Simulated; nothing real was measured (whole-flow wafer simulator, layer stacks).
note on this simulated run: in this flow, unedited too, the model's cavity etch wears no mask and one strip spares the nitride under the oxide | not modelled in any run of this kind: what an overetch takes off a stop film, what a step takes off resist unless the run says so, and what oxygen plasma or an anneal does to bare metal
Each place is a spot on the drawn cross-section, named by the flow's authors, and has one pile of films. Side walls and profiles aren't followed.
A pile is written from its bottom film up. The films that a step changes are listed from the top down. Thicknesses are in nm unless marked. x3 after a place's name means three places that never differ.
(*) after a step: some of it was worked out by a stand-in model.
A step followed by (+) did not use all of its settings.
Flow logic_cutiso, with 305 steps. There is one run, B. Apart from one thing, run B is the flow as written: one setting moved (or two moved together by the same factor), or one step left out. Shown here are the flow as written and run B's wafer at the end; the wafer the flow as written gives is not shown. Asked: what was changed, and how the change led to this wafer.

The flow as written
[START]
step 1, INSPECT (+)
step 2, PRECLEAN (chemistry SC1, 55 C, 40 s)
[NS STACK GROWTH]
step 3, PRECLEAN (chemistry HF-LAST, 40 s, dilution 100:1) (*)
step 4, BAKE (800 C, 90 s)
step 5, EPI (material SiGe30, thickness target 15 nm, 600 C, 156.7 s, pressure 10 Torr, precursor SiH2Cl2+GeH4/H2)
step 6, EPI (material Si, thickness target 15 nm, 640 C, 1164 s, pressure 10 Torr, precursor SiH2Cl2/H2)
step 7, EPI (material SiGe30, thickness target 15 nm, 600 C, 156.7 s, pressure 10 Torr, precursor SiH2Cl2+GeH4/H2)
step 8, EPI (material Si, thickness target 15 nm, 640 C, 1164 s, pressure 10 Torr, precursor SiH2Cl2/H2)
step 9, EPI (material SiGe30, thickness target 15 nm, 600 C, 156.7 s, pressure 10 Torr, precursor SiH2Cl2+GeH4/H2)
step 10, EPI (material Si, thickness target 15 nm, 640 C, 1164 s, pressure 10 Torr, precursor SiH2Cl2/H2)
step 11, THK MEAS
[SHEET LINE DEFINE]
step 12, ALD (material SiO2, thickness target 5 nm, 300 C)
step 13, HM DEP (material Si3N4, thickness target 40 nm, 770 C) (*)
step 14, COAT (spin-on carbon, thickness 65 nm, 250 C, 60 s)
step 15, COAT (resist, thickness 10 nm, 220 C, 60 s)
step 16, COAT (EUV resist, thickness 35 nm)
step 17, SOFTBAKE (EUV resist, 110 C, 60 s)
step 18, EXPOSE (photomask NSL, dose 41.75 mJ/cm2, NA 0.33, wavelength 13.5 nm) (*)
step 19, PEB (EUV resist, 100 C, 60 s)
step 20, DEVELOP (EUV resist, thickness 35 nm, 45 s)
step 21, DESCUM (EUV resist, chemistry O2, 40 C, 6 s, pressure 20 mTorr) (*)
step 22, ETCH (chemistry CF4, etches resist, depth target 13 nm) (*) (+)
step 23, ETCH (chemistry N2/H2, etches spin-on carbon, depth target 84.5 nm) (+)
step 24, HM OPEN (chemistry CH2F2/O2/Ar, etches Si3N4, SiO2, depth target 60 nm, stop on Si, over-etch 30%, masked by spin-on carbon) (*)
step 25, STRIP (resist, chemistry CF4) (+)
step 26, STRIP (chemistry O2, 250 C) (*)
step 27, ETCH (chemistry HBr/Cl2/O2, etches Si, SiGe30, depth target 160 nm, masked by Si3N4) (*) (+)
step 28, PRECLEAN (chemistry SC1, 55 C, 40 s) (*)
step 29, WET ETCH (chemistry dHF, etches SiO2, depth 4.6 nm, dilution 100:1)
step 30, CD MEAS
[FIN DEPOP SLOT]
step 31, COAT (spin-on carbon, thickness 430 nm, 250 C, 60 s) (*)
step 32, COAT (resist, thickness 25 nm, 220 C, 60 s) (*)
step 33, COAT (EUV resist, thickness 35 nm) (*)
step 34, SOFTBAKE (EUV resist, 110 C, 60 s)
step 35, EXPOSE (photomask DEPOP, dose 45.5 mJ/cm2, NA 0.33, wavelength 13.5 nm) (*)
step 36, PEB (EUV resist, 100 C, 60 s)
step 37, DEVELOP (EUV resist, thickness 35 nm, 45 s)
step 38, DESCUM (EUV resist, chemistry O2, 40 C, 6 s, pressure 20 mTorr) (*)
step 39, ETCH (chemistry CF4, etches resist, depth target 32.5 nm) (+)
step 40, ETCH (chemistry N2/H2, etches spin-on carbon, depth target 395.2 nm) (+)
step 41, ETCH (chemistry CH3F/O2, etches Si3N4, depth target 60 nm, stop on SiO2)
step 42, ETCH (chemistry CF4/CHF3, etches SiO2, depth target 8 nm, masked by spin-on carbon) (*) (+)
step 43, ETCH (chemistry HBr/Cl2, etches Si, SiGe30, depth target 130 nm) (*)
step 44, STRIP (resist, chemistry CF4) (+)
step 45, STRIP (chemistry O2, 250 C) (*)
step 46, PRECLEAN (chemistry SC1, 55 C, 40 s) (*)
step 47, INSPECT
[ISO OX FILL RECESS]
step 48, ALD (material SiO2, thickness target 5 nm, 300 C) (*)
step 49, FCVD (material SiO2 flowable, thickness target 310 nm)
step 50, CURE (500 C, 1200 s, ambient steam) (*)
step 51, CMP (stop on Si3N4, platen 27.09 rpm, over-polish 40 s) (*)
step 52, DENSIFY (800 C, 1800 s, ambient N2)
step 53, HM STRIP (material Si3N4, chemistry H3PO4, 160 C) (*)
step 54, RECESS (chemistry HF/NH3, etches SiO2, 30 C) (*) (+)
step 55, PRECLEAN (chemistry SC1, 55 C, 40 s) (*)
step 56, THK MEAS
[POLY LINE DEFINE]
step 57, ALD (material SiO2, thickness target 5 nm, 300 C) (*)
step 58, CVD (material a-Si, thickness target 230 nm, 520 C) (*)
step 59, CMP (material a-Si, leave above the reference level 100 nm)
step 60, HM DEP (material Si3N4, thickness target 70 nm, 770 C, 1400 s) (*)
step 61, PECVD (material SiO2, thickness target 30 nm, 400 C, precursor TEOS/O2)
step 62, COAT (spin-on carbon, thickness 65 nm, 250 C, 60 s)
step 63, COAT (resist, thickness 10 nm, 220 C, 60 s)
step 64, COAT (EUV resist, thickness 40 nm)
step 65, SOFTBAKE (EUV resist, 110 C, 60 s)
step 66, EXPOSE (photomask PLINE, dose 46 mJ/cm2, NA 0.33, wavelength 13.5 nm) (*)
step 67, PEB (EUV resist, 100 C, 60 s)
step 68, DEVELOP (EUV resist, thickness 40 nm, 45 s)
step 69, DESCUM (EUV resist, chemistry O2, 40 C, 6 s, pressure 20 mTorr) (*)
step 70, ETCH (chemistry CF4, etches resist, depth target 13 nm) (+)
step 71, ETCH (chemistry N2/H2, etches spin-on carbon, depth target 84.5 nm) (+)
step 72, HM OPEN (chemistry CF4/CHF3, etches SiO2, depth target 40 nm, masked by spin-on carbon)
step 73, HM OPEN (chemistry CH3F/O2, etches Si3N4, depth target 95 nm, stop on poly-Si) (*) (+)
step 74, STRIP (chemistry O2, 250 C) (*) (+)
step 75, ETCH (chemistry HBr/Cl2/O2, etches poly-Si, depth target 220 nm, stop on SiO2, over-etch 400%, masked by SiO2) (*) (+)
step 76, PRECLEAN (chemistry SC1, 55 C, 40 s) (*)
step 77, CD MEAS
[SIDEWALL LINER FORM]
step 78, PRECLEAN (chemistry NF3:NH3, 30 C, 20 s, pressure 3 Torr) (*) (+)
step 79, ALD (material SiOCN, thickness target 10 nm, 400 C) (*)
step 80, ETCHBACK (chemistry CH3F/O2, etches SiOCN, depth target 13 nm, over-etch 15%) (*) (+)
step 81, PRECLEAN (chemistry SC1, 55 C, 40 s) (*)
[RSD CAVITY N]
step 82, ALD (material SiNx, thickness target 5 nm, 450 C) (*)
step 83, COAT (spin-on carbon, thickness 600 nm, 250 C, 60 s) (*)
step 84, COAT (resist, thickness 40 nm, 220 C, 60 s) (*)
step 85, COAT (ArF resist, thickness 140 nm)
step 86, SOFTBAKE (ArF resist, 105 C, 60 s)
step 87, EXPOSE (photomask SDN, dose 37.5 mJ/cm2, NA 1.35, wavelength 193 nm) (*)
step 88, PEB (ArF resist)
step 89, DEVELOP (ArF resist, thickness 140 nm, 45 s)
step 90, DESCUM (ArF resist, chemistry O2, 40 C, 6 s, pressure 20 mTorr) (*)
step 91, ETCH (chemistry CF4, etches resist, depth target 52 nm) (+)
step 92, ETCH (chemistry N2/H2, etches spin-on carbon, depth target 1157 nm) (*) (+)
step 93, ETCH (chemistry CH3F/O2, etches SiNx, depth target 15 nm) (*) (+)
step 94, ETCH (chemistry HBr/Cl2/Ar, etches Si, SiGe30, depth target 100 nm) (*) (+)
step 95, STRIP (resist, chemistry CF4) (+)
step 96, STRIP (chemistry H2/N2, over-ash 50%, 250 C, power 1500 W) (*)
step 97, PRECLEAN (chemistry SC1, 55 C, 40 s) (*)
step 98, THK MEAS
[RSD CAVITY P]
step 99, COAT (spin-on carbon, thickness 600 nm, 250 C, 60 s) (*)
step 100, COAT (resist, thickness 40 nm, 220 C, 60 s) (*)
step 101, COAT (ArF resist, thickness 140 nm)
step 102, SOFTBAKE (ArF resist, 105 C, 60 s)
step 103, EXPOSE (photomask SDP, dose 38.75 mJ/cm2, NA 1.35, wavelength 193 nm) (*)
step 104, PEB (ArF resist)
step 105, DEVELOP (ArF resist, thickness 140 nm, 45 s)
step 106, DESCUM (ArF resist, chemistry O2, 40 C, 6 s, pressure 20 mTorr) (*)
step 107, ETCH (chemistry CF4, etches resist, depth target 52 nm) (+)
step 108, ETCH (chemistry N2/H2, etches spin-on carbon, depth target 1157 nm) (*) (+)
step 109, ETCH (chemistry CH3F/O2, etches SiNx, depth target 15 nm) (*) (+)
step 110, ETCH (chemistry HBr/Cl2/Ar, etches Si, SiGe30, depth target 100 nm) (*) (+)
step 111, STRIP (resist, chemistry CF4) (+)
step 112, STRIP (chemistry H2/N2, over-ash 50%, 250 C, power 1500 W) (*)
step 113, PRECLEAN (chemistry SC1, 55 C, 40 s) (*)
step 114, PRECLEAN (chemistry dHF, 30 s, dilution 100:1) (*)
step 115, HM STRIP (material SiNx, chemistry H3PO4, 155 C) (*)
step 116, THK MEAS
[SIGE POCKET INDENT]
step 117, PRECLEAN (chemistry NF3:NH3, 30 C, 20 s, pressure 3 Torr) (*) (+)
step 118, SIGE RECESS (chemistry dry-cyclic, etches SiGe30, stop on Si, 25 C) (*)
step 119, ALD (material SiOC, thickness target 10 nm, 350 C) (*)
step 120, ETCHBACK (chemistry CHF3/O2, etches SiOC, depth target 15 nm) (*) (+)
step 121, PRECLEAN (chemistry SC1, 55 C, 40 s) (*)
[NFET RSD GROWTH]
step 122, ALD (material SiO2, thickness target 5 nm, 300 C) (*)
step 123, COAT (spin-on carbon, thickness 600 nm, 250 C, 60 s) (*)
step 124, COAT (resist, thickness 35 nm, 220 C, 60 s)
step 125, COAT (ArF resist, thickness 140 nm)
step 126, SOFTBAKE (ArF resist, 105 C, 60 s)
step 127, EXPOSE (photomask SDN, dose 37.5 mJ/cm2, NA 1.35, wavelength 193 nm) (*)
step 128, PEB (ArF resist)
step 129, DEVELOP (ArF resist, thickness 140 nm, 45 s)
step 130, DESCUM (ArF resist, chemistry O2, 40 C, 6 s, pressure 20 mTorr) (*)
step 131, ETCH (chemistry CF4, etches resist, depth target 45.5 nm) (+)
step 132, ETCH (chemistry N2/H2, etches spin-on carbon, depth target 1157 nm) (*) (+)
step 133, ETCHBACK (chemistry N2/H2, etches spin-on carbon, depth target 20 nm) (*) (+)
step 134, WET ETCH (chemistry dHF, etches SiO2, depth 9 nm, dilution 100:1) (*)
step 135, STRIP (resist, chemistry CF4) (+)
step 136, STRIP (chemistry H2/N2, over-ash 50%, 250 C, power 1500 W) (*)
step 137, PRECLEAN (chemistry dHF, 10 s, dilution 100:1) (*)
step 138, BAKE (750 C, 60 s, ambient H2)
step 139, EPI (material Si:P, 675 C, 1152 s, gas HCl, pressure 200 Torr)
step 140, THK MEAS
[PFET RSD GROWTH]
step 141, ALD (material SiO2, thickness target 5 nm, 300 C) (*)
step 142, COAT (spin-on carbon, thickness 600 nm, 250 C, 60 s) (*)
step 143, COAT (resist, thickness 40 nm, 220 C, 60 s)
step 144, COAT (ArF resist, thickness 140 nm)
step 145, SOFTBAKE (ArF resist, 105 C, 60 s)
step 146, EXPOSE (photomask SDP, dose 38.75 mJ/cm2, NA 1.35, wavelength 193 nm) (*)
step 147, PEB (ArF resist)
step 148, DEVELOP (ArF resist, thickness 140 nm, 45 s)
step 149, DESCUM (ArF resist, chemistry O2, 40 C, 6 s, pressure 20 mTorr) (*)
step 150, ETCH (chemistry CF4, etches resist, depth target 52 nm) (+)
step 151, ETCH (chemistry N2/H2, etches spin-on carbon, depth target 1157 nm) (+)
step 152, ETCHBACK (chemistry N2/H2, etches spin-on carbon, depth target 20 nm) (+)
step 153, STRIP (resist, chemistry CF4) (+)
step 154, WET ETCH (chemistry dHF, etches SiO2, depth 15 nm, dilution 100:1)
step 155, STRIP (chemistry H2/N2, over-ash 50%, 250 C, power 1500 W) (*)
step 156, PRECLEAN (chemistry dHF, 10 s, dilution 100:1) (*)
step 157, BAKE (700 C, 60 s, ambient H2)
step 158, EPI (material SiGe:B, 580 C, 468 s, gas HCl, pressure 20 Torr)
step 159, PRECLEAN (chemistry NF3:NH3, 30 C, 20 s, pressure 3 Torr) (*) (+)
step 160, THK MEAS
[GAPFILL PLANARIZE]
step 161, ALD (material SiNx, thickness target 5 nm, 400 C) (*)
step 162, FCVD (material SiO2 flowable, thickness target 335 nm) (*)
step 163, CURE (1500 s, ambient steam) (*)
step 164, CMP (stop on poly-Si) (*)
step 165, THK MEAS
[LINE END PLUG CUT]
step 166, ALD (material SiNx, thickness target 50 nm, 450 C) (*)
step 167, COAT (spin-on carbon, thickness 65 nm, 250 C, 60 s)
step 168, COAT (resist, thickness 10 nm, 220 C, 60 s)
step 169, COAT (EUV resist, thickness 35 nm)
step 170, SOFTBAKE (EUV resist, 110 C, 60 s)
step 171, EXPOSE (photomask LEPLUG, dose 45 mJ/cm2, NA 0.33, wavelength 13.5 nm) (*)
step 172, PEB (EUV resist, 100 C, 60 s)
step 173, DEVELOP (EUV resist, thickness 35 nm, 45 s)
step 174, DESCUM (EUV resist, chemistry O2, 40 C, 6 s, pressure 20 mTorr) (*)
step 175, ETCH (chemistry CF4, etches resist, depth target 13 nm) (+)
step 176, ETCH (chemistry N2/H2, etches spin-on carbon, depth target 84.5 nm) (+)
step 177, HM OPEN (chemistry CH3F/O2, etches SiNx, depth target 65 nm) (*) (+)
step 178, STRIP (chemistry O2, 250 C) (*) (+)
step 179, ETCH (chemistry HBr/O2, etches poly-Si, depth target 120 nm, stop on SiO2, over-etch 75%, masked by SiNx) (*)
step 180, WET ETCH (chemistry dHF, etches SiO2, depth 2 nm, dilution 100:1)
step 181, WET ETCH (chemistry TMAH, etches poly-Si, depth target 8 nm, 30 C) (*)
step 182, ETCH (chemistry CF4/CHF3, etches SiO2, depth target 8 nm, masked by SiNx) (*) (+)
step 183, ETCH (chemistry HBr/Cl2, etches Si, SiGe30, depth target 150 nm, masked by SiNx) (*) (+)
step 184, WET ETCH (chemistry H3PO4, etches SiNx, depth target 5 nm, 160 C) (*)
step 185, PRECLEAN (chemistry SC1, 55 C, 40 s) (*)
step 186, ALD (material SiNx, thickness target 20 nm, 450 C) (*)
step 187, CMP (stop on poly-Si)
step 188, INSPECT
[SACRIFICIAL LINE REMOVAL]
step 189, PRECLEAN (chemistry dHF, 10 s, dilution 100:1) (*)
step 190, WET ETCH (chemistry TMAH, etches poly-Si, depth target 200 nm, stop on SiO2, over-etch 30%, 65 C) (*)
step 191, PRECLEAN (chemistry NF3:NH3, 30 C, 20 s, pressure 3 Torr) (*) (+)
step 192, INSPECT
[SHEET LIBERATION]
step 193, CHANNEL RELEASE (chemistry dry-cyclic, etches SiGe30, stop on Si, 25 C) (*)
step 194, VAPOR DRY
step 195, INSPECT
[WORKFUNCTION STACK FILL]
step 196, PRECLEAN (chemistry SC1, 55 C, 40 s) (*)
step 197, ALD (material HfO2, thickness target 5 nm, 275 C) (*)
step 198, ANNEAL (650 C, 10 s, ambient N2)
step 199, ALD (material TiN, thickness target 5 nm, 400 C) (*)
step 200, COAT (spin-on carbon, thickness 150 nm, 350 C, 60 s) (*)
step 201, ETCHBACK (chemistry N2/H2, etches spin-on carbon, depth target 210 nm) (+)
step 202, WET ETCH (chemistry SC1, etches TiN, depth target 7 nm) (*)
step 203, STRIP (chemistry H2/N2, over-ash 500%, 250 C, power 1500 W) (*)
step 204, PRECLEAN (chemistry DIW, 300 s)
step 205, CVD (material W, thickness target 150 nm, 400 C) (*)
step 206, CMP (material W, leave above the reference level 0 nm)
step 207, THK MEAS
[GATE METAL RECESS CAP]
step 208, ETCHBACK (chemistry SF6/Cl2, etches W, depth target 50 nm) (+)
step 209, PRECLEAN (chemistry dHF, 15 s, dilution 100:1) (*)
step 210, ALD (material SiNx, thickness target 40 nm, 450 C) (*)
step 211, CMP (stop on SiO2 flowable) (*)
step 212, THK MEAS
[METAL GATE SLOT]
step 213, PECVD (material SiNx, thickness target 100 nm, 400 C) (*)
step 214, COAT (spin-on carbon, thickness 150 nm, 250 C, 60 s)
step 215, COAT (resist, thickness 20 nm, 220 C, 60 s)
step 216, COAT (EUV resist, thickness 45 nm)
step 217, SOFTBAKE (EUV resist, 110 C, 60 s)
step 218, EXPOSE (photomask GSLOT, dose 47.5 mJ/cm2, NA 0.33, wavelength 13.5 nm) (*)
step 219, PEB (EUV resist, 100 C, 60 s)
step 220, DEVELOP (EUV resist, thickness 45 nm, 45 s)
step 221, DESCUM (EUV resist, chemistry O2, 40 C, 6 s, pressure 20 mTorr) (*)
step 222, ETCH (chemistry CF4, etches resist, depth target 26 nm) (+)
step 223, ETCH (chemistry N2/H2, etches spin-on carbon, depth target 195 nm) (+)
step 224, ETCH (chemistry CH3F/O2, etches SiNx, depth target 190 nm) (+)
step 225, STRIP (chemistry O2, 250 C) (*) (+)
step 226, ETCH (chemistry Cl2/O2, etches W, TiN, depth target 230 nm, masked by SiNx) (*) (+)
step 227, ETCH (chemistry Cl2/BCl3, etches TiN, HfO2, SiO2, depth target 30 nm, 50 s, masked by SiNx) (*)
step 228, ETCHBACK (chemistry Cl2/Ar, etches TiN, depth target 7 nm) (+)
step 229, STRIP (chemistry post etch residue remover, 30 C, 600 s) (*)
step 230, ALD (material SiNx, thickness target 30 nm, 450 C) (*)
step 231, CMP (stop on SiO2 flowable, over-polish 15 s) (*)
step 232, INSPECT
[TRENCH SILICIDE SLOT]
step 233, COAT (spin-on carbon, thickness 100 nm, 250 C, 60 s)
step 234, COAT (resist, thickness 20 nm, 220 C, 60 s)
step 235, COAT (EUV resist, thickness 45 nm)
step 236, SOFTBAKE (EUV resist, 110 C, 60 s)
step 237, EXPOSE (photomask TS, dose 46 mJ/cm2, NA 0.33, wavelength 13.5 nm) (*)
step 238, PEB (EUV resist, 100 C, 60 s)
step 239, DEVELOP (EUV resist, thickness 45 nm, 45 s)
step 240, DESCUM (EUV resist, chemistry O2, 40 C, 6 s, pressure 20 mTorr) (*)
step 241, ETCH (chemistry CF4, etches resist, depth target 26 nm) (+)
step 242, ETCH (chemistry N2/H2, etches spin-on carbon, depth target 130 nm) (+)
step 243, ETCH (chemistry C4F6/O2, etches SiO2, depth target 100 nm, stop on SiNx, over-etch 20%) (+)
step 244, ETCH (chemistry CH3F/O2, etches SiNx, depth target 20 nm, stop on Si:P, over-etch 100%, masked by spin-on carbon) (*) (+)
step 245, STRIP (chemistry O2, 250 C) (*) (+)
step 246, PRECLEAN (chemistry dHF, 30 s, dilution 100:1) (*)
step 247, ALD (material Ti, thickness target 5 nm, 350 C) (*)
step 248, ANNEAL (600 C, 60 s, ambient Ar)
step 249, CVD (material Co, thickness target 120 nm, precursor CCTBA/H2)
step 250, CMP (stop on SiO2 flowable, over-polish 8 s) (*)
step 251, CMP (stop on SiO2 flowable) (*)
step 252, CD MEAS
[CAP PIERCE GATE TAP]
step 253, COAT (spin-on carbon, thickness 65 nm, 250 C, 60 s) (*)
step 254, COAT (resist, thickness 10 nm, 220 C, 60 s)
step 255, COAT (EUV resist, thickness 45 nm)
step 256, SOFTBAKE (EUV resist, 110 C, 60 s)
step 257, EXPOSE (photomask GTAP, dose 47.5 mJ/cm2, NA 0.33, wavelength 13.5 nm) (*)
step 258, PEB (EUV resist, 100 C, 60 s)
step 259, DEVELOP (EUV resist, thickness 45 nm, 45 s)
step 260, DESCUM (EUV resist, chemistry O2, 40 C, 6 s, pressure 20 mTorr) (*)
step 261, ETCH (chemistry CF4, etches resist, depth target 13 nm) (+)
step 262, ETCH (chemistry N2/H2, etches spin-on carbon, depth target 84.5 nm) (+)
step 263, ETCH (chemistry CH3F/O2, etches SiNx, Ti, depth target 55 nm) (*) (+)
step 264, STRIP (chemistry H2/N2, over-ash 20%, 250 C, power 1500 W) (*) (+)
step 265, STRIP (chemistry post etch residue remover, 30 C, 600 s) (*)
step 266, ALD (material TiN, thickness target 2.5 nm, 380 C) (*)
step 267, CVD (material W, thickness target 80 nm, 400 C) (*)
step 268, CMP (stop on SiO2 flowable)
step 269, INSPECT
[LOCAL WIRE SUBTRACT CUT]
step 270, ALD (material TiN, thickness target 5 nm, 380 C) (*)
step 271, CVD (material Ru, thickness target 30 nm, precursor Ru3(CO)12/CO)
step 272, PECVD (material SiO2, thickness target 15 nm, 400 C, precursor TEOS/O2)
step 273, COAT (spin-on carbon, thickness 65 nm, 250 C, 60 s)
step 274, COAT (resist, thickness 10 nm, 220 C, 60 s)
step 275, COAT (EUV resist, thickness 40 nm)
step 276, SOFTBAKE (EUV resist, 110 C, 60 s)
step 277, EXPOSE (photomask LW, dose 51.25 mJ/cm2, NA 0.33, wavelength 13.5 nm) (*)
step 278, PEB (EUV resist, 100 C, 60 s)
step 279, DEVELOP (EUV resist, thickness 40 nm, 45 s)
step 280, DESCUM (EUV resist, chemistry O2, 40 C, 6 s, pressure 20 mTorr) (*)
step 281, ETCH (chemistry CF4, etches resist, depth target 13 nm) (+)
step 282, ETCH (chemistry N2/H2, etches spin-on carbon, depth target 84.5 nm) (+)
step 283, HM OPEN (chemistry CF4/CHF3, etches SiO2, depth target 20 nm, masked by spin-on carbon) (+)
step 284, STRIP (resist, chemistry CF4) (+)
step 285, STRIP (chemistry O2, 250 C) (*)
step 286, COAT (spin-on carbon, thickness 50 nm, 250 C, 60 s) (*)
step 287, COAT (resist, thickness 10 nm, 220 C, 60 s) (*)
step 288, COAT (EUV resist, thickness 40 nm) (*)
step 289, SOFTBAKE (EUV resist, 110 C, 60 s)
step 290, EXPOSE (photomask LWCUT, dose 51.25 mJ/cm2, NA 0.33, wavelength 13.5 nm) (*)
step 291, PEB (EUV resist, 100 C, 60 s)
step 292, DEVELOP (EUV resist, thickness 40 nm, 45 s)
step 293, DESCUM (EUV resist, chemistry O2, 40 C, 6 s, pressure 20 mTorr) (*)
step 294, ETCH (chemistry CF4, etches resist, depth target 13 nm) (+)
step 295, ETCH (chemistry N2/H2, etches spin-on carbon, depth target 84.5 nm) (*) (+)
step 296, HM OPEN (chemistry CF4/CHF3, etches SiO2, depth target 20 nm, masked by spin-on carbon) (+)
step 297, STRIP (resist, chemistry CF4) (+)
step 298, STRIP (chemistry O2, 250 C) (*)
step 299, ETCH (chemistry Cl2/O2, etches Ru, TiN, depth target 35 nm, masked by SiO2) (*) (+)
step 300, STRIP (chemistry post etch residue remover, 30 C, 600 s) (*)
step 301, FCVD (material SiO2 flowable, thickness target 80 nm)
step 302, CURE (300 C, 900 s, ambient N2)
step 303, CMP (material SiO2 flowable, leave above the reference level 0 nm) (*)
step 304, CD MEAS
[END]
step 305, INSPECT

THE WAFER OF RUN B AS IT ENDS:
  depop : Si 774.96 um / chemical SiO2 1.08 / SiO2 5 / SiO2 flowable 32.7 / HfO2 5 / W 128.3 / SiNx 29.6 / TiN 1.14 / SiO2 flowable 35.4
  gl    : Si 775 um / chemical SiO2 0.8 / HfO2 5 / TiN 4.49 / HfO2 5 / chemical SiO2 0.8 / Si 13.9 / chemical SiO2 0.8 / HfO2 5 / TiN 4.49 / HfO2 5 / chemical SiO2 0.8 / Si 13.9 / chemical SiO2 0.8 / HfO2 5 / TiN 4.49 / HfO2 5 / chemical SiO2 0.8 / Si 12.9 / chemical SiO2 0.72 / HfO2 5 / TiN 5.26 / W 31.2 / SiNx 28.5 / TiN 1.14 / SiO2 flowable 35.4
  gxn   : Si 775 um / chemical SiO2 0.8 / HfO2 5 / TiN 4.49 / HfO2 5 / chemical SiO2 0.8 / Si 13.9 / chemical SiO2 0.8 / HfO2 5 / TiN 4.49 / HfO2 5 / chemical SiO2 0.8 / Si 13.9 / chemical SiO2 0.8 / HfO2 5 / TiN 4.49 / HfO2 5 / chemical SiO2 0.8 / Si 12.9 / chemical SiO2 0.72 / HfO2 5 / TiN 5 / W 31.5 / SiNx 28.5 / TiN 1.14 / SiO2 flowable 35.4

The reason: step 271, CVD: thickness target 31.5 nm was run, while the flow as written has thickness target 30 nm.

How this came from the change, step by step:
  step 271, CVD (material Ru, thickness target 30 nm, precursor Ru3(CO)12/CO)
      depop, dpovl, gfld and 19 more: +31.5 Ru (new film) (as written it would have been: +30 Ru (new film))
  step 299, ETCH (chemistry Cl2/O2, etches Ru, TiN, depth target 35 nm, masked by SiO2) (*) (+)
      depop, dpovl, gfld and 14 more: -31.1 Ru (all of it), -3.86 TiN (as written it would have been: -29.6 Ru (all of it), -5 TiN (all of it))
      rsdw: -31.1 Ru (all of it), -3.85 TiN (as written it would have been: -29.6 Ru (all of it), -5 TiN (all of it))
  step 301, FCVD (material SiO2 flowable, thickness target 80 nm)
      iso, rsdx: +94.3 SiO2 flowable (new film) (as written it would have been: +94.2 SiO2 flowable)
With metal films that touch counted as one body, depop has 2 bodies (between them, from the top down: SiNx 29.6); the flow as written gives 1 body.
With metal films that touch counted as one body, gl has 5 bodies (between them, from the top down: SiNx 28.5; HfO2 5 / chemical SiO2 0.72 / Si 12.9 / chemical SiO2 0.8 / HfO2 5; HfO2 5 / chemical SiO2 0.8 / Si 13.9 / chemical SiO2 0.8 / HfO2 5; HfO2 5 / chemical SiO2 0.8 / Si 13.9 / chemical SiO2 0.8 / HfO2 5); the flow as written gives 4 bodies (between them, from the top down: HfO2 5 / chemical SiO2 0.72 / Si 12.9 / chemical SiO2 0.8 / HfO2 5; HfO2 5 / chemical SiO2 0.8 / Si 13.9 / chemical SiO2 0.8 / HfO2 5; HfO2 5 / chemical SiO2 0.8 / Si 13.9 / chemical SiO2 0.8 / HfO2 5).
With metal films that touch counted as one body, gxn has 5 bodies (between them, from the top down: SiNx 28.5; HfO2 5 / chemical SiO2 0.72 / Si 12.9 / chemical SiO2 0.8 / HfO2 5; HfO2 5 / chemical SiO2 0.8 / Si 13.9 / chemical SiO2 0.8 / HfO2 5; HfO2 5 / chemical SiO2 0.8 / Si 13.9 / chemical SiO2 0.8 / HfO2 5); the flow as written gives 4 bodies (between them, from the top down: HfO2 5 / chemical SiO2 0.72 / Si 12.9 / chemical SiO2 0.8 / HfO2 5; HfO2 5 / chemical SiO2 0.8 / Si 13.9 / chemical SiO2 0.8 / HfO2 5; HfO2 5 / chemical SiO2 0.8 / Si 13.9 / chemical SiO2 0.8 / HfO2 5).
